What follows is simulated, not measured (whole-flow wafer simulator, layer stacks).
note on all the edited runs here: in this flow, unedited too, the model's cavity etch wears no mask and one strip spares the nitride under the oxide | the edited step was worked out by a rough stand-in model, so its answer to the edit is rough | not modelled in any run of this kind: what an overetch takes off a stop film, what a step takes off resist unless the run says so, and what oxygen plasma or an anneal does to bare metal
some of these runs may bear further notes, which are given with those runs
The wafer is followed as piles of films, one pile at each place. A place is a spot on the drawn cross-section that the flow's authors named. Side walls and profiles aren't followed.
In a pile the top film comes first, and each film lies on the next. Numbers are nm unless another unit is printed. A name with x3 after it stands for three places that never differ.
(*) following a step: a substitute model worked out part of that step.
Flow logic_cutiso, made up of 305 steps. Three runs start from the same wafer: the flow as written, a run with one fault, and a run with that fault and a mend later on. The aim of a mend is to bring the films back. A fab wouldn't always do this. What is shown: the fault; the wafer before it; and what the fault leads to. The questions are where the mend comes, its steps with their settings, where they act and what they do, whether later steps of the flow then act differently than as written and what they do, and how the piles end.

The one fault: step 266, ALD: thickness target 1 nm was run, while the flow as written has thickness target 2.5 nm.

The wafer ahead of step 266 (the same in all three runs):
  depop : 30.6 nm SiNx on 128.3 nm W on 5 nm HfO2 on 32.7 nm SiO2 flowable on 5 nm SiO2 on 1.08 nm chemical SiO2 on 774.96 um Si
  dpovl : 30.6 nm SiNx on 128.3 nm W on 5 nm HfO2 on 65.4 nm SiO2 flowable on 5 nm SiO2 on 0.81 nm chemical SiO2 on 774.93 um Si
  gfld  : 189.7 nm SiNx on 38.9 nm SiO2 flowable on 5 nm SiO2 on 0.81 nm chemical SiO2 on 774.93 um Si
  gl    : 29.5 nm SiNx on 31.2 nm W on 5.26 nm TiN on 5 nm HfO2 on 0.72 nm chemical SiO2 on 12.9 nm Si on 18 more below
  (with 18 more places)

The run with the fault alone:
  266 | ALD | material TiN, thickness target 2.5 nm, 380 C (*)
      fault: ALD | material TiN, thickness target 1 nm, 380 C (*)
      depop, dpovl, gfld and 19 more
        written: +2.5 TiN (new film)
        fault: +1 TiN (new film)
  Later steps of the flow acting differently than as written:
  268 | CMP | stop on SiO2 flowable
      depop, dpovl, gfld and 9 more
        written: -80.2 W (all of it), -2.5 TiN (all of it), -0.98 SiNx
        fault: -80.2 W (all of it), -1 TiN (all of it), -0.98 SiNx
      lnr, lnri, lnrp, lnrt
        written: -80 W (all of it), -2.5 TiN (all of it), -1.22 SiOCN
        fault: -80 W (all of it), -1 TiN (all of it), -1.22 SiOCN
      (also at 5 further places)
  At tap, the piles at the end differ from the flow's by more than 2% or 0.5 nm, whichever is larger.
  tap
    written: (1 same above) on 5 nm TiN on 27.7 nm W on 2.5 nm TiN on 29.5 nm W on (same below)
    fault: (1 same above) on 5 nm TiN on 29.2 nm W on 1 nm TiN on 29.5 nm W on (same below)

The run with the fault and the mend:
  The mend stands after step 266.
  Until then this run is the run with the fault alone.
  266a | ALD | material TiN, thickness target 1.5 nm, 380 C (*) (the flow's step 266 again, with other settings)
      depop, dpovl, gfld and 19 more
        +1.5 TiN
  Later steps of the flow that are run all act as written at every place that is followed.
  At every place that both follow, the piles at the end match the flow's.
